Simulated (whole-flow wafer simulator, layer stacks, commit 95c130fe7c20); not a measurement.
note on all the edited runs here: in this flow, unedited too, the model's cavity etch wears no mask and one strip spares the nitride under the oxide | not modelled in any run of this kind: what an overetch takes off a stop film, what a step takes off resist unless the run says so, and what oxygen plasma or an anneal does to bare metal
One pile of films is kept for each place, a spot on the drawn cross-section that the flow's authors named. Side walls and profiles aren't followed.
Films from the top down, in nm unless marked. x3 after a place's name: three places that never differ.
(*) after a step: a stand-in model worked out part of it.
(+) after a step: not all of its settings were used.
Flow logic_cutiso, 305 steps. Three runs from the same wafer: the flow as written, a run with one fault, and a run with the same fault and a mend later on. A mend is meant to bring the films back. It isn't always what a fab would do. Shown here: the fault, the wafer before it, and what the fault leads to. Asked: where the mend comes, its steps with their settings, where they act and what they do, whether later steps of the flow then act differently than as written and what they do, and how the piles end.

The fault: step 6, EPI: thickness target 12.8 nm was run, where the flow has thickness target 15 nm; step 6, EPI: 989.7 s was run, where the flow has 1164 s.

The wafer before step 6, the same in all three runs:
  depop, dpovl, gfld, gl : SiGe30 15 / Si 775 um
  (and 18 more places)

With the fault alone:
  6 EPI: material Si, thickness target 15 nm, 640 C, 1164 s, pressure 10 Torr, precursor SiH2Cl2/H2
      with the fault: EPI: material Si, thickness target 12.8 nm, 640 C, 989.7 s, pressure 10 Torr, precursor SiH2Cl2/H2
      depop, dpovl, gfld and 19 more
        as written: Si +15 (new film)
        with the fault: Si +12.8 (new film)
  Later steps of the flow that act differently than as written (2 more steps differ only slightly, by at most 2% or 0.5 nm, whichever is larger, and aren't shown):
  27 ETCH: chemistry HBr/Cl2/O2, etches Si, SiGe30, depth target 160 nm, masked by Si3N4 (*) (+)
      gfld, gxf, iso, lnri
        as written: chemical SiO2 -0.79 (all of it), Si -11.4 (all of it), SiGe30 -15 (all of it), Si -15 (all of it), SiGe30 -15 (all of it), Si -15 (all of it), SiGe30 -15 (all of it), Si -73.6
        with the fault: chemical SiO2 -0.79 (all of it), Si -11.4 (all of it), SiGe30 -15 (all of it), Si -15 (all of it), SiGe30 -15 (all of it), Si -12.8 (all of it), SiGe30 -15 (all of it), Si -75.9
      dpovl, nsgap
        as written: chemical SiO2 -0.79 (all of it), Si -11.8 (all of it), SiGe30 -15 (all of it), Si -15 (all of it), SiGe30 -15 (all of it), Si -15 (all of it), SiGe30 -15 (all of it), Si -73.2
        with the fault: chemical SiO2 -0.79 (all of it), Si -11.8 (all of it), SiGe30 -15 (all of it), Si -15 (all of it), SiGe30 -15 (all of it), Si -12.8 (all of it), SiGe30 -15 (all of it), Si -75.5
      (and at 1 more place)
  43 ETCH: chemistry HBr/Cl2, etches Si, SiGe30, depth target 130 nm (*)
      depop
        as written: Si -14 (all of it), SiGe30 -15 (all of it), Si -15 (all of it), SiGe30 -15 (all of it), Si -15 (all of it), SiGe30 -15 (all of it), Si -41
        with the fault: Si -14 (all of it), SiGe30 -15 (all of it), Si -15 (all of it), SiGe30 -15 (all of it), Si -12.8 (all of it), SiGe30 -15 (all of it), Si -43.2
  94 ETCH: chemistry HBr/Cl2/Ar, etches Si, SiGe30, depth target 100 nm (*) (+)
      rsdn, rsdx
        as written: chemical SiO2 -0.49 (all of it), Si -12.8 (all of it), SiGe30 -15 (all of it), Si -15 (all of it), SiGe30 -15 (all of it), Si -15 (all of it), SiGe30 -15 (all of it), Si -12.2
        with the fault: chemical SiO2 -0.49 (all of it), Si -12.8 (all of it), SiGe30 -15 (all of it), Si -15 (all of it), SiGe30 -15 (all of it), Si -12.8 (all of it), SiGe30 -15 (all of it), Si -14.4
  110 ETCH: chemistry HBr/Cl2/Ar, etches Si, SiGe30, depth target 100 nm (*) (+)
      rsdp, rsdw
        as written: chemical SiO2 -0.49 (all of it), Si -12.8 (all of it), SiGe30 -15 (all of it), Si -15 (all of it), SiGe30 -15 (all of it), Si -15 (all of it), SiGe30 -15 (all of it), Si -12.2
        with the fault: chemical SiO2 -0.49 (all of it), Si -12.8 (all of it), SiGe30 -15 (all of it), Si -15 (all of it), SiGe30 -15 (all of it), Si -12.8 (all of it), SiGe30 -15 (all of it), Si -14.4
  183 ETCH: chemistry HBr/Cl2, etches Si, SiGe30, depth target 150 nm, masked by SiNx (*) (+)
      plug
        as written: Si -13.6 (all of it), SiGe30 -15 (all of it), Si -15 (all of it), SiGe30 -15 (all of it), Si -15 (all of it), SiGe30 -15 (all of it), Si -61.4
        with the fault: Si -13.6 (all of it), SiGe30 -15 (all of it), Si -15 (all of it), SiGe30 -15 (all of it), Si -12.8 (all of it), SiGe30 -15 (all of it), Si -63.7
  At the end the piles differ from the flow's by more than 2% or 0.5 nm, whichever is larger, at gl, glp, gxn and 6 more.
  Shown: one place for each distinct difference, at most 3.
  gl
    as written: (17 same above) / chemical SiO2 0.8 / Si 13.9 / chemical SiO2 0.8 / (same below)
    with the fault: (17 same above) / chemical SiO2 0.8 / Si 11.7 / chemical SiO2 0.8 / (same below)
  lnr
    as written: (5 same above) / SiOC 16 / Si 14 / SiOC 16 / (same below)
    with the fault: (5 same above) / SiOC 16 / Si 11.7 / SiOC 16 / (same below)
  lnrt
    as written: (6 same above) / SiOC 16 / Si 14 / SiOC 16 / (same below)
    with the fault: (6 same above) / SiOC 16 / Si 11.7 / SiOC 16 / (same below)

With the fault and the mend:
  The mend comes after step 6.
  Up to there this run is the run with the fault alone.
  6a EPI: material Si, thickness target 2.2 nm, 640 C, 170.8 s, pressure 10 Torr, precursor SiH2Cl2/H2 (the flow's step 6 once more, with other settings)
      depop, dpovl, gfld and 19 more
        Si +2.2
  No later step of the flow acts differently than as written, at any place that is followed, by more than 2% or 0.5 nm, whichever is larger.
  At the end the piles differ from the flow's only slightly at the places that both follow, by at most 2% or 0.5 nm, whichever is larger.
